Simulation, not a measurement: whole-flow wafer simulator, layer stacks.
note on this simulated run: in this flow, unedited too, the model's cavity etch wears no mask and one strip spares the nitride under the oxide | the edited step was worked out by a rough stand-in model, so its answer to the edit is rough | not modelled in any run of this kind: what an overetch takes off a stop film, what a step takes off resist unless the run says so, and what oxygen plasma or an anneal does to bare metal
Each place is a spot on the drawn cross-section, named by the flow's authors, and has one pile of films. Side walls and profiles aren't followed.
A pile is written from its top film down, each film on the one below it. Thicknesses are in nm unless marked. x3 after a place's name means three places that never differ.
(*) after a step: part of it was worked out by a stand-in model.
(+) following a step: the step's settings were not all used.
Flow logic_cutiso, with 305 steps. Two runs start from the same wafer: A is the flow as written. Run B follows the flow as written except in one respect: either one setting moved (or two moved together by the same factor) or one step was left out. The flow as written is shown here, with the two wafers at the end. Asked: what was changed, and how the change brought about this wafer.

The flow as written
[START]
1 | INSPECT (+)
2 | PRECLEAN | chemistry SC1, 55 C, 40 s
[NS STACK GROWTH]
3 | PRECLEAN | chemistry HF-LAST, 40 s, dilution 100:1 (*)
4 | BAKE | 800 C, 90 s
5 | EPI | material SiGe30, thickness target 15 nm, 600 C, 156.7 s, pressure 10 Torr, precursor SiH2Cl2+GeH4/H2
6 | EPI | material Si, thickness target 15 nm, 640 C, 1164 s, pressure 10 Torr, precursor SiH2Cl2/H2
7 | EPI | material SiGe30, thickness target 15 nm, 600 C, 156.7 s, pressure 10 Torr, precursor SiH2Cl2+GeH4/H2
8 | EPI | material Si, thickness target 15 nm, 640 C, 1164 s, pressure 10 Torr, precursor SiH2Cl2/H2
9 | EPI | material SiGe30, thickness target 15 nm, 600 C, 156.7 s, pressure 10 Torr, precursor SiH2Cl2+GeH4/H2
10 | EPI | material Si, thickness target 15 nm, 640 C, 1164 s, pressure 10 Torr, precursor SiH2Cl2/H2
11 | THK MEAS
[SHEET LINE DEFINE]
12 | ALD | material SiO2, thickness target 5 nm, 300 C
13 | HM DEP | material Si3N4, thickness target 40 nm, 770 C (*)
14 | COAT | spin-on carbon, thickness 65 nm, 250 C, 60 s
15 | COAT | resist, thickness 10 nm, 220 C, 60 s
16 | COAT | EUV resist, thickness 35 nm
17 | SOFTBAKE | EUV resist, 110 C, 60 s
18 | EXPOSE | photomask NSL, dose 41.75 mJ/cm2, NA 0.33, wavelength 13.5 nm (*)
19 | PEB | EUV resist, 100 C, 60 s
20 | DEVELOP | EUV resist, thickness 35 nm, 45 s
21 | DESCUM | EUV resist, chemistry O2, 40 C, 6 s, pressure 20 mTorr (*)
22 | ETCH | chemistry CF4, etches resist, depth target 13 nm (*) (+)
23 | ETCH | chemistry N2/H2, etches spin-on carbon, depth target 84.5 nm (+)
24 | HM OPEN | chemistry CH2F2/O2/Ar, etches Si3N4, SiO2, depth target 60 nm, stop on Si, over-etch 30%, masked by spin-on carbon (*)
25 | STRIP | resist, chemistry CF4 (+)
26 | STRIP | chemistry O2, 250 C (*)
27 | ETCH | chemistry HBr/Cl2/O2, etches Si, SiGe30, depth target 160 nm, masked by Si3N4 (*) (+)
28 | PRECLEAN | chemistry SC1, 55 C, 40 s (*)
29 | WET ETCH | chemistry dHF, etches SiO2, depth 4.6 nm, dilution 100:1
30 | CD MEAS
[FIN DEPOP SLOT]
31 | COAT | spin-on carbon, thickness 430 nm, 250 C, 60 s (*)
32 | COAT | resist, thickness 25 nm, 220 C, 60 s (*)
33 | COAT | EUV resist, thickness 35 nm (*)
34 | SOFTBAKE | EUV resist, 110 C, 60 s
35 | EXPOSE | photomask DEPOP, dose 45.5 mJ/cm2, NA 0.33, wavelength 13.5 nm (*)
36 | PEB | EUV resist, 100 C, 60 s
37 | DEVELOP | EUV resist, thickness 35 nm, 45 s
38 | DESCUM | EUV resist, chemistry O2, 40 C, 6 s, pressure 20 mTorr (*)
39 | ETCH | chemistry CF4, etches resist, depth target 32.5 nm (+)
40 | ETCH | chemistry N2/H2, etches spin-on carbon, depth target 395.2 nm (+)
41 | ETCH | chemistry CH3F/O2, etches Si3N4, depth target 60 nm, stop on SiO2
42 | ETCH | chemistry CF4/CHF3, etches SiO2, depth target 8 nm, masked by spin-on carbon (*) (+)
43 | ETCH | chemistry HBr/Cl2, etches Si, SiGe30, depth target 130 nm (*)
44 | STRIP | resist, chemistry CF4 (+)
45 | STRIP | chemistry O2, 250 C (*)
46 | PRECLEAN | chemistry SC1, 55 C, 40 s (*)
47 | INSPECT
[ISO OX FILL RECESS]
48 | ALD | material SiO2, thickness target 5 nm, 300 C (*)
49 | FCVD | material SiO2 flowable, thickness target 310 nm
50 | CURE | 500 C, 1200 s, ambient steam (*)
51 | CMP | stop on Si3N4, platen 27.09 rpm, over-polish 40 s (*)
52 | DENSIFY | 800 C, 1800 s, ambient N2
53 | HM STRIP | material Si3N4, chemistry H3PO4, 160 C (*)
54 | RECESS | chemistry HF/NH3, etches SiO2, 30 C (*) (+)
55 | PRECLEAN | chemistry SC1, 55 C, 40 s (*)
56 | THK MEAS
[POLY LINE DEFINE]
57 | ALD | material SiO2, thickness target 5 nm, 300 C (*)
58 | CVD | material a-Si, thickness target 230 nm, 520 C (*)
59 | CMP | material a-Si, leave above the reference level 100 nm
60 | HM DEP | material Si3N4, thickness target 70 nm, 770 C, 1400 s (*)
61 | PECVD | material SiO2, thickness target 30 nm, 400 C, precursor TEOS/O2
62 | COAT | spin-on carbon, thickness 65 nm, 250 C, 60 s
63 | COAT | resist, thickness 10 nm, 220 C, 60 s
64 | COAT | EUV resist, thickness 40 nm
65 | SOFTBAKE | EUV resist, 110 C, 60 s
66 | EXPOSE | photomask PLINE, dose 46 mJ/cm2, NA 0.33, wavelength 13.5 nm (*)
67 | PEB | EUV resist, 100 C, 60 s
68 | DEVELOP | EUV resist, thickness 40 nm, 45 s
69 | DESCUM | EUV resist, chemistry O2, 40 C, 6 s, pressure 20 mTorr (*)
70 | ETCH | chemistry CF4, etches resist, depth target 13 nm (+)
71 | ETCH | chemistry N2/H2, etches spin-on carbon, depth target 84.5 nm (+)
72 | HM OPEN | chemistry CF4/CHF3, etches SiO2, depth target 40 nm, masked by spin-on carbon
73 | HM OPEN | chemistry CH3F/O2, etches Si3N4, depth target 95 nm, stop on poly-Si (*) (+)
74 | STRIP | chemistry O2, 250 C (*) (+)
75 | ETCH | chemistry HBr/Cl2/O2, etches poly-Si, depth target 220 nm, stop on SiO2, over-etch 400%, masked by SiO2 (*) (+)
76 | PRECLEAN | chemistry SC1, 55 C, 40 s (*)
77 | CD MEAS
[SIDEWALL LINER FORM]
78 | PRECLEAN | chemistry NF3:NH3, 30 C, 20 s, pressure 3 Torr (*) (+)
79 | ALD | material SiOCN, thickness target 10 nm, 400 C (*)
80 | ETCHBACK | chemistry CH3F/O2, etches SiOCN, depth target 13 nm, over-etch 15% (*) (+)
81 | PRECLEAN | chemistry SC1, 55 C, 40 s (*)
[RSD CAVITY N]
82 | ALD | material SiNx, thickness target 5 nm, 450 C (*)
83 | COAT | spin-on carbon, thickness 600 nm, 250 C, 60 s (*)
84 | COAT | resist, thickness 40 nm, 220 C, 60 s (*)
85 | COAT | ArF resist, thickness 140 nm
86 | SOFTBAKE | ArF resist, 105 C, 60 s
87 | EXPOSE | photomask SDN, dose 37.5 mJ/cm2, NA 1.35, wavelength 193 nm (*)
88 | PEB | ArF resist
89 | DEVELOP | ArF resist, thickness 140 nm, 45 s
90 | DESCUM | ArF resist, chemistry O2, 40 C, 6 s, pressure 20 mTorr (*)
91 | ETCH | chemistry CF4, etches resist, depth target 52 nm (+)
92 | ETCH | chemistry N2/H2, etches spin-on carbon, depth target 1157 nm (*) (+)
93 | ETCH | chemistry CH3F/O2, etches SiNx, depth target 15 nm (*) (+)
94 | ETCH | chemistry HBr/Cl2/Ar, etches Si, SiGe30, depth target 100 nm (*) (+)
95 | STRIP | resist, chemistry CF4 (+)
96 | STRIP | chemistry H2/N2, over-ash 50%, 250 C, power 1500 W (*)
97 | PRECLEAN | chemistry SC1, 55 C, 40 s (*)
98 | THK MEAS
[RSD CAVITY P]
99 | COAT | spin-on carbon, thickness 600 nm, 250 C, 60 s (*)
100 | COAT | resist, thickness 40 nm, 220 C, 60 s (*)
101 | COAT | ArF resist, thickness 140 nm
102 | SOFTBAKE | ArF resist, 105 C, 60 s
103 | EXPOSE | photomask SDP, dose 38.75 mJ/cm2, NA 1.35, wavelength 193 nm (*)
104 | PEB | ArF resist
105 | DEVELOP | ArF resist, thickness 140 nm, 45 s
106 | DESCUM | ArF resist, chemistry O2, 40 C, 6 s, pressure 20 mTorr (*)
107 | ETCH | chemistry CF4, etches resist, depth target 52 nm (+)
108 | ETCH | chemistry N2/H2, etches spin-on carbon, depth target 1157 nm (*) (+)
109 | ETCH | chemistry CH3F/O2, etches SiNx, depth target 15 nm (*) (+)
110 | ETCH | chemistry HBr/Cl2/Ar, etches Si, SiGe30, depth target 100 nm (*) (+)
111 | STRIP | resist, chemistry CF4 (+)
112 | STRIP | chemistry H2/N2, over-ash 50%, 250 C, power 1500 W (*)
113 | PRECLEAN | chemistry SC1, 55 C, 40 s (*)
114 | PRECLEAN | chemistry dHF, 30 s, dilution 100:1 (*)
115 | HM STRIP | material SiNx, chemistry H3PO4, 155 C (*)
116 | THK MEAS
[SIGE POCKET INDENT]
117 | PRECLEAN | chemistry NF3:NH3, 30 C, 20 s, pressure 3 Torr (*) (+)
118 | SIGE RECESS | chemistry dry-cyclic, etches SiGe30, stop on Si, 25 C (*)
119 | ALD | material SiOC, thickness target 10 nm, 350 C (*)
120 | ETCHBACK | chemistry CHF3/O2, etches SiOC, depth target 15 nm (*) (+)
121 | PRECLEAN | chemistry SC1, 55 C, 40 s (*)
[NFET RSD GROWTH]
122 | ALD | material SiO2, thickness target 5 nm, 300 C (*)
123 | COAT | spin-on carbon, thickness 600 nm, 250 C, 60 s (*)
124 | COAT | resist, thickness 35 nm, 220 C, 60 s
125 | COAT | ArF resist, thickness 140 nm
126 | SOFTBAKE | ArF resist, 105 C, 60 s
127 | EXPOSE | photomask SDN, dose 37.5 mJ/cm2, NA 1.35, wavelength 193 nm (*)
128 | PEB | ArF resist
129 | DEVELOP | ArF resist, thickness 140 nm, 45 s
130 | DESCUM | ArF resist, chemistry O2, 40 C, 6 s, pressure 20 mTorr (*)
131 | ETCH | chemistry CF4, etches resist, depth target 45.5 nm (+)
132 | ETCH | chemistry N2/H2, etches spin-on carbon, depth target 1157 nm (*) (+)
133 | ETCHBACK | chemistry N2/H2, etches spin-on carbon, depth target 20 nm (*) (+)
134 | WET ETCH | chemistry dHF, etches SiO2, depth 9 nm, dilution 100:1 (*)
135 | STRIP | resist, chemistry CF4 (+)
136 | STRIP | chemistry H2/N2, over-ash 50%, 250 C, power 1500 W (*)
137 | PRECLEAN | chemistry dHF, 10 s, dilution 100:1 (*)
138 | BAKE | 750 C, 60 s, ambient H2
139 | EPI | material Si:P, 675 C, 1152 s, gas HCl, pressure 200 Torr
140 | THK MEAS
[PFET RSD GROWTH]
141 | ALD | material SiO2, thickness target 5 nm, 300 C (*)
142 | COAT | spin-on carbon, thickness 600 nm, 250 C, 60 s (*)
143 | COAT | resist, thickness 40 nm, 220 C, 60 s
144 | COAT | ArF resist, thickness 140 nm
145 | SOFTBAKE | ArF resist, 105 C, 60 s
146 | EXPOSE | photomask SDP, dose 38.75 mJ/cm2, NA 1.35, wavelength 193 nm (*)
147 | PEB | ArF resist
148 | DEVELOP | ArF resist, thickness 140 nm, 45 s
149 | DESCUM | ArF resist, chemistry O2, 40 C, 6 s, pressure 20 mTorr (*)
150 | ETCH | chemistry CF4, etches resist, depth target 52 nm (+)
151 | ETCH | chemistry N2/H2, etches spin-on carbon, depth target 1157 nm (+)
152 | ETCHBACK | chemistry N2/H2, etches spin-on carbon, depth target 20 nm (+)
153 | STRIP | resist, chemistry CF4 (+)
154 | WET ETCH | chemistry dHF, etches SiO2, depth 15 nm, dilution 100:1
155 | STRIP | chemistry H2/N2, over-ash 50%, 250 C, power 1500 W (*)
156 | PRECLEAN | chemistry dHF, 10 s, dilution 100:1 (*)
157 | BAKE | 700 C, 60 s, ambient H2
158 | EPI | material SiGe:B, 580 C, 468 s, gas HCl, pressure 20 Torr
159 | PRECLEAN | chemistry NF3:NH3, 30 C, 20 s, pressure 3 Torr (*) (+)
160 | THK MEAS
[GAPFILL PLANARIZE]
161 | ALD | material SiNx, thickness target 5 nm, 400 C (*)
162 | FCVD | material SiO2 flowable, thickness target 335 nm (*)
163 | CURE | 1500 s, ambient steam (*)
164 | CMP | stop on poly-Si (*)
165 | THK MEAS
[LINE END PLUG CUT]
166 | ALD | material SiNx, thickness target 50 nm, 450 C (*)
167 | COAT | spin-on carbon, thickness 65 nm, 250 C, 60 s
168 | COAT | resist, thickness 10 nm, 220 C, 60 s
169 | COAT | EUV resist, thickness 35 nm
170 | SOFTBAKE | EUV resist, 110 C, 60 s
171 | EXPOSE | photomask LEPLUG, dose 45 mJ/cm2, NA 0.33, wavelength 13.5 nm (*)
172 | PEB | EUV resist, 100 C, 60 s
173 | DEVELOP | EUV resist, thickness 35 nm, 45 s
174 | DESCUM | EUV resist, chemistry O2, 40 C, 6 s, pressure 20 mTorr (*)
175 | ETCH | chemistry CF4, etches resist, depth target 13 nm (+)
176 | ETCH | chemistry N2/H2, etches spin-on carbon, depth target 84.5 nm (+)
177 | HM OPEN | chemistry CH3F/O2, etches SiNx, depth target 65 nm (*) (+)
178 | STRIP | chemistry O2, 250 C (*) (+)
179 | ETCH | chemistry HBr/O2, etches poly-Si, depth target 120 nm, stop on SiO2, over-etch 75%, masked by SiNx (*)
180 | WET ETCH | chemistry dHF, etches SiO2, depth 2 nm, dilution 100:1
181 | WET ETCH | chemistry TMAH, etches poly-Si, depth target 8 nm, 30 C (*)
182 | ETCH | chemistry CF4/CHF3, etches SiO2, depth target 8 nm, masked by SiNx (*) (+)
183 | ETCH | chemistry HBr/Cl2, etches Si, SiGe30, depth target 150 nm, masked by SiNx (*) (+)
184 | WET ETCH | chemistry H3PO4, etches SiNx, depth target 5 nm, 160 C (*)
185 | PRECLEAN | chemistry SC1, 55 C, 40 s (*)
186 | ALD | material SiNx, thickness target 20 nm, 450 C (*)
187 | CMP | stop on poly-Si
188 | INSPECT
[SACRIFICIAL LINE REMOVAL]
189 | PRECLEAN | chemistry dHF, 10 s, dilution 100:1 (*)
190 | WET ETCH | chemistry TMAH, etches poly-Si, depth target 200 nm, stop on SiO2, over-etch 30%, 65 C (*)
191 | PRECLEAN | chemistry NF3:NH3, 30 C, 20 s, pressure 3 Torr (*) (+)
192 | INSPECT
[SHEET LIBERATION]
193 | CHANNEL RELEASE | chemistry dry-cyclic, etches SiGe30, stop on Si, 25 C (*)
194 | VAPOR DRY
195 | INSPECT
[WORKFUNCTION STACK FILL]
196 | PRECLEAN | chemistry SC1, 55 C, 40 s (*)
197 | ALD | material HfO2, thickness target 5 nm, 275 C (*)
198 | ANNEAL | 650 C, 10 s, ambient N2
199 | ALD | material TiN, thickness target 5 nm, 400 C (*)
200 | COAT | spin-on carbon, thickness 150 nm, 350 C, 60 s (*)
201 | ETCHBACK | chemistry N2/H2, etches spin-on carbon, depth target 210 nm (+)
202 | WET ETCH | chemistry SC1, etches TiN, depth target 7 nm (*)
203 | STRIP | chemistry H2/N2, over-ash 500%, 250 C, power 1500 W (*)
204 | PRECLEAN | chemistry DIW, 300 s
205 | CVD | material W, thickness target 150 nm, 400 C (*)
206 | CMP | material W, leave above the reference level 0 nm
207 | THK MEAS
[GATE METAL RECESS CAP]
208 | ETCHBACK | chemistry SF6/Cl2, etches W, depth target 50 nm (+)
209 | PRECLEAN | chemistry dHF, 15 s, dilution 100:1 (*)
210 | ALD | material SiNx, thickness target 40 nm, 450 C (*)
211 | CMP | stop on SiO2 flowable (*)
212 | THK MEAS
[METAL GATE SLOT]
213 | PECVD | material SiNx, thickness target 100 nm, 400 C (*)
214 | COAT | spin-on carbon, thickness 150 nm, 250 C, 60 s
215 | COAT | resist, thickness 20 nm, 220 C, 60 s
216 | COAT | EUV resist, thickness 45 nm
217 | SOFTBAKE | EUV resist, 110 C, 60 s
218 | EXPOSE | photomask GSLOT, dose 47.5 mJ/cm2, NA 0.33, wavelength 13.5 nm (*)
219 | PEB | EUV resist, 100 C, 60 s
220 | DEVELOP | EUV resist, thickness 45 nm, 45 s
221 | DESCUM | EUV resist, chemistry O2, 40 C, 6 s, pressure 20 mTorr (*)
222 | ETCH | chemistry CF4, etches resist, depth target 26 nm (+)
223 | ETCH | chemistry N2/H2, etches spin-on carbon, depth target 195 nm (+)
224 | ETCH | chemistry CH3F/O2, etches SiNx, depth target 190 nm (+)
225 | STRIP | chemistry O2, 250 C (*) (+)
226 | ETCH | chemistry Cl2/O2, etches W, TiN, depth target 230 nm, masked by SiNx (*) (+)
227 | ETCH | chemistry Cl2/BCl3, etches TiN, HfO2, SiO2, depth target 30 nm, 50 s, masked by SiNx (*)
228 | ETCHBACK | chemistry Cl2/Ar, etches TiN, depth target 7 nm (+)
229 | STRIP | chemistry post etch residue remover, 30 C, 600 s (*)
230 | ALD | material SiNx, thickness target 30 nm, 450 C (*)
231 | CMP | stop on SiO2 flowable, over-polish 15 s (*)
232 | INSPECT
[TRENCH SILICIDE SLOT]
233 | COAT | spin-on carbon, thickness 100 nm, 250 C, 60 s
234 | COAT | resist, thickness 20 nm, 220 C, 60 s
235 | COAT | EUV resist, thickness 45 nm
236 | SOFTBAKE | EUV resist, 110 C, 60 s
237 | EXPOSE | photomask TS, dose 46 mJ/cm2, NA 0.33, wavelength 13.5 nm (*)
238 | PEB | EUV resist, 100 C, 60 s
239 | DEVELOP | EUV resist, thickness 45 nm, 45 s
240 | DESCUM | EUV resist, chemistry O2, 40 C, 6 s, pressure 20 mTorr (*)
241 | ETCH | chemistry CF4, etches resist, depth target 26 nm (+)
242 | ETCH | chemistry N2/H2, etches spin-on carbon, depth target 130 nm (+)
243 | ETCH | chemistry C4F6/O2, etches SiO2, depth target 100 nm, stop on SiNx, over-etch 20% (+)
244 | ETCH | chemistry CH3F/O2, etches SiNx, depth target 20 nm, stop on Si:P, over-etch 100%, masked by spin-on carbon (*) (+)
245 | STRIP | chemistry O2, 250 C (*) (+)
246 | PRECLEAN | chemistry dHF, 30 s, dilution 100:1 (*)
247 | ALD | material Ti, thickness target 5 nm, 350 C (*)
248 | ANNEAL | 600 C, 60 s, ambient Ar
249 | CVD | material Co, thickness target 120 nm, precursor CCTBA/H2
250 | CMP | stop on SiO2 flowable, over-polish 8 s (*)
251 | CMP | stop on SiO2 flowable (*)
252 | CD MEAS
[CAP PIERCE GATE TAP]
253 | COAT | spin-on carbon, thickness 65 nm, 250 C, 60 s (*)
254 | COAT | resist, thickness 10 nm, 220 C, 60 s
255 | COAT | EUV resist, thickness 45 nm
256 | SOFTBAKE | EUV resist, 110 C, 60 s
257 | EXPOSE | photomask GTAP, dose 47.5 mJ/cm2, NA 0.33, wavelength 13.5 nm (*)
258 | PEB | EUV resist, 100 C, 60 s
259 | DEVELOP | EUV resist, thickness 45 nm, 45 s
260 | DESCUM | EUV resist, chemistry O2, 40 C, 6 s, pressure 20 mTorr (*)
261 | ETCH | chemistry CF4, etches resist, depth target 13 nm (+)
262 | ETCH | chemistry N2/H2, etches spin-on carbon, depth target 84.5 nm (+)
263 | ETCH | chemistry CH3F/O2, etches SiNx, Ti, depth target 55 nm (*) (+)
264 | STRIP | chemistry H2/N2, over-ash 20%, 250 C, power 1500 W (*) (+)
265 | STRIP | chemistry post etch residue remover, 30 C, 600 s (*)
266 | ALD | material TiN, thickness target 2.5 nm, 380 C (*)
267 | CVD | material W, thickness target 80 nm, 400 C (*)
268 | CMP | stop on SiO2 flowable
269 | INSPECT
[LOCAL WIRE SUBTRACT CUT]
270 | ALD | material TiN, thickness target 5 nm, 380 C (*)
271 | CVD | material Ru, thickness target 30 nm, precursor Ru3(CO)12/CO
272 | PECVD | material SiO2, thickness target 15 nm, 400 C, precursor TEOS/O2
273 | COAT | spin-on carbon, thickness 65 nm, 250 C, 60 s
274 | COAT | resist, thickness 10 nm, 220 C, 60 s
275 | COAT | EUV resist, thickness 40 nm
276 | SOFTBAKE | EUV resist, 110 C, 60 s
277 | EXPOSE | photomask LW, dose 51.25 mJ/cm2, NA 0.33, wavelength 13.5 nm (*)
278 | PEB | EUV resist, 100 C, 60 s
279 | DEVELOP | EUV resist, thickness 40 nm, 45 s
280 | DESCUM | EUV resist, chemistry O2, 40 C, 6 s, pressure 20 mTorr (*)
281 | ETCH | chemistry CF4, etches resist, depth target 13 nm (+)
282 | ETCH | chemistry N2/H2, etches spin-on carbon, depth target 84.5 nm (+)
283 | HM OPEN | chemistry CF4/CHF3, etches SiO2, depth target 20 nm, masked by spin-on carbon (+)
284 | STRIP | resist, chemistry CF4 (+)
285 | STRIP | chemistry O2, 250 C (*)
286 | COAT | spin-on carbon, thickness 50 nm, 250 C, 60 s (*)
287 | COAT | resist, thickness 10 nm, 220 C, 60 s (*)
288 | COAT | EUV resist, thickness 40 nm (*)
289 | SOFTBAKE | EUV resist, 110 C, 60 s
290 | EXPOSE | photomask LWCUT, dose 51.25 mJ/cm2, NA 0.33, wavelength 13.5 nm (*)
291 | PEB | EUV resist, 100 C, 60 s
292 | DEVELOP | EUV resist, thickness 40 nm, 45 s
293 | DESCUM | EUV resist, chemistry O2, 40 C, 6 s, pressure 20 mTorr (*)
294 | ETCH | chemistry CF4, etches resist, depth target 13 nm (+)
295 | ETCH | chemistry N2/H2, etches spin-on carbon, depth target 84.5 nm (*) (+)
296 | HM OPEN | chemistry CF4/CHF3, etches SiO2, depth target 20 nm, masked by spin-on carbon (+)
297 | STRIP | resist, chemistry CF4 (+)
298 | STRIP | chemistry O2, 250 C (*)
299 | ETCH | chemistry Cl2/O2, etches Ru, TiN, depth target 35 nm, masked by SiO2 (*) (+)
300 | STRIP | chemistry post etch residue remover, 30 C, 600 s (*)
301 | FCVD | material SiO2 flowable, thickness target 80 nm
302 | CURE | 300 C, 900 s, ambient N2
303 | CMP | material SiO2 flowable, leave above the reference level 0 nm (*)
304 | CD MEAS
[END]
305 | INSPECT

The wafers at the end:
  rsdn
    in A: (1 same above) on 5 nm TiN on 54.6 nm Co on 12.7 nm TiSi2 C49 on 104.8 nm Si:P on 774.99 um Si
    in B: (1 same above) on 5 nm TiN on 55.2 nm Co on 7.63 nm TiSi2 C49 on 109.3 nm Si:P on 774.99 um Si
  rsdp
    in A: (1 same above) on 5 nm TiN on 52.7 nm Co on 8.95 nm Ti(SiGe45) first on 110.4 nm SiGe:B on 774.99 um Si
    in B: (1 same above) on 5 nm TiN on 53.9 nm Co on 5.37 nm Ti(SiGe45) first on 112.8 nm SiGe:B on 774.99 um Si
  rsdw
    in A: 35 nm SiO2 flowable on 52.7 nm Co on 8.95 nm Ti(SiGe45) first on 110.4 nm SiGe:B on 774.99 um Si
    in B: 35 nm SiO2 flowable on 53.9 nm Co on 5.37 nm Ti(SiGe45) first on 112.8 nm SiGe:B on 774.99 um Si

What caused this: step 247, ALD: thickness target 3 nm was run, whereas the flow has thickness target 5 nm.

How this came from the change, step by step:
  247 | ALD | material Ti, thickness target 5 nm, 350 C (*)
      depop, dpovl, gfld and 19 more: A +5 Ti (new film) | B +3 Ti (new film)
  248 | ANNEAL | 600 C, 60 s, ambient Ar
      rsdp, rsdw: A +8.95 Ti(SiGe45) first (new film), -5 Ti (all of it), -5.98 SiGe:B | B +5.37 Ti(SiGe45) first (new film), -3 Ti (all of it), -3.59 SiGe:B
      rsdn: A +12.7 TiSi2 C49 (new film), -5 Ti (all of it), -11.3 Si:P | B +7.63 TiSi2 C49 (new film), -3 Ti (all of it), -6.81 Si:P
  250 | CMP | stop on SiO2 flowable, over-polish 8 s (*)
      rsdx: A -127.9 Co (all of it) | B -125.8 Co
      gl, glp, gxf, gxn, gxp, tap: A -120.3 Co (all of it), -5 Ti (all of it), -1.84 SiNx | B -120.3 Co (all of it), -3 Ti (all of it), -1.84 SiNx
      (and at 11 other places as well)
  251 | CMP | stop on SiO2 flowable (*)
      rsdx: A -5 Ti (all of it) | B -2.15 Co (all of it), -3 Ti (all of it)
      iso: A -1.22 Co (all of it), -4.34 Ti | B -3.22 Co (all of it), -2.34 Ti
